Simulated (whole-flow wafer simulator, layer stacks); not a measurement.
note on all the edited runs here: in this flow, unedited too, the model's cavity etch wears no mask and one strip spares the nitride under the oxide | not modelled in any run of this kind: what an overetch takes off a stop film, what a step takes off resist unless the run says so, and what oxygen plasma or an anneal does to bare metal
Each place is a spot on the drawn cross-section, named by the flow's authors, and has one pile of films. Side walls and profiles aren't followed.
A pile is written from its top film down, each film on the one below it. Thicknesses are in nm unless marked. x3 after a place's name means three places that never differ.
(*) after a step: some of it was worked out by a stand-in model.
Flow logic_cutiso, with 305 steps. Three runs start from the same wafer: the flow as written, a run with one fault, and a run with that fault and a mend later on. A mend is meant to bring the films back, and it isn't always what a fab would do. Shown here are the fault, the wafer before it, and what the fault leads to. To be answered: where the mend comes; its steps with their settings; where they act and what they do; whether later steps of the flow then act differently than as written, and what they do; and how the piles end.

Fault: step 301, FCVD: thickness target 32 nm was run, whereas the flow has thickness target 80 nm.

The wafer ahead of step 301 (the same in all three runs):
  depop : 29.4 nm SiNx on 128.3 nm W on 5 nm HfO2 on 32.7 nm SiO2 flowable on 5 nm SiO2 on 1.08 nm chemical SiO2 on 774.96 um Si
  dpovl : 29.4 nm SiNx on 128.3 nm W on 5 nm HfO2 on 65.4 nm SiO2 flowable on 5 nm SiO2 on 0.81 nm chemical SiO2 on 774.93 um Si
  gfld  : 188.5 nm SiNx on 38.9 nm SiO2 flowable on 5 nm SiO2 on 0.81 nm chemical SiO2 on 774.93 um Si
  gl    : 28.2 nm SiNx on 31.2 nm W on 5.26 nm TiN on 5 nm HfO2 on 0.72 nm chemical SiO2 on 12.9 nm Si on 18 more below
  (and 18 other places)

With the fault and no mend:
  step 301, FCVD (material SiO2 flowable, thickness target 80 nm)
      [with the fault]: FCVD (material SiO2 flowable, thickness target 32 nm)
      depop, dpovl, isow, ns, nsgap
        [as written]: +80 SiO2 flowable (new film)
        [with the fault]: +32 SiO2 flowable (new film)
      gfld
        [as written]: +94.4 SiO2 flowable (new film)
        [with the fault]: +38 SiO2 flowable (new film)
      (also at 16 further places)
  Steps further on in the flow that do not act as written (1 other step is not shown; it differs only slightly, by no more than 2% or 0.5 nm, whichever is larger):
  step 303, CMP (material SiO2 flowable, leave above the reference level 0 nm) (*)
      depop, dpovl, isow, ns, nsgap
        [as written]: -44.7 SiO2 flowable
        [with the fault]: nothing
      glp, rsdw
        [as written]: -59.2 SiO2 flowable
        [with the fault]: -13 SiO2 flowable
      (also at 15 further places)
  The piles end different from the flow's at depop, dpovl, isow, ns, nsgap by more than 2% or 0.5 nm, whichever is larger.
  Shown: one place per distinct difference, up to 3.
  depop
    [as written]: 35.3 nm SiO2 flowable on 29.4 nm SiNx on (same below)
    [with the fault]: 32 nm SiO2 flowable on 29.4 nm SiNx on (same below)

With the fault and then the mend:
  The mend follows step 301.
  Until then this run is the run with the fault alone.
  step 301a, FCVD (material SiO2 flowable, thickness target 48 nm) (the flow's step 301, run once more with other settings)
      depop, dpovl, isow, ns, nsgap
        +48 SiO2 flowable
      glp, rsdw
        +46.2 SiO2 flowable
      lnrt, tap
        +40.4 SiO2 flowable
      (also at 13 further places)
  Later steps of the flow that are run all act as written at every place that is followed, up to a difference of at most 2% or 0.5 nm, whichever is larger.
  By the end, the piles equal the flow's at every place that both follow.
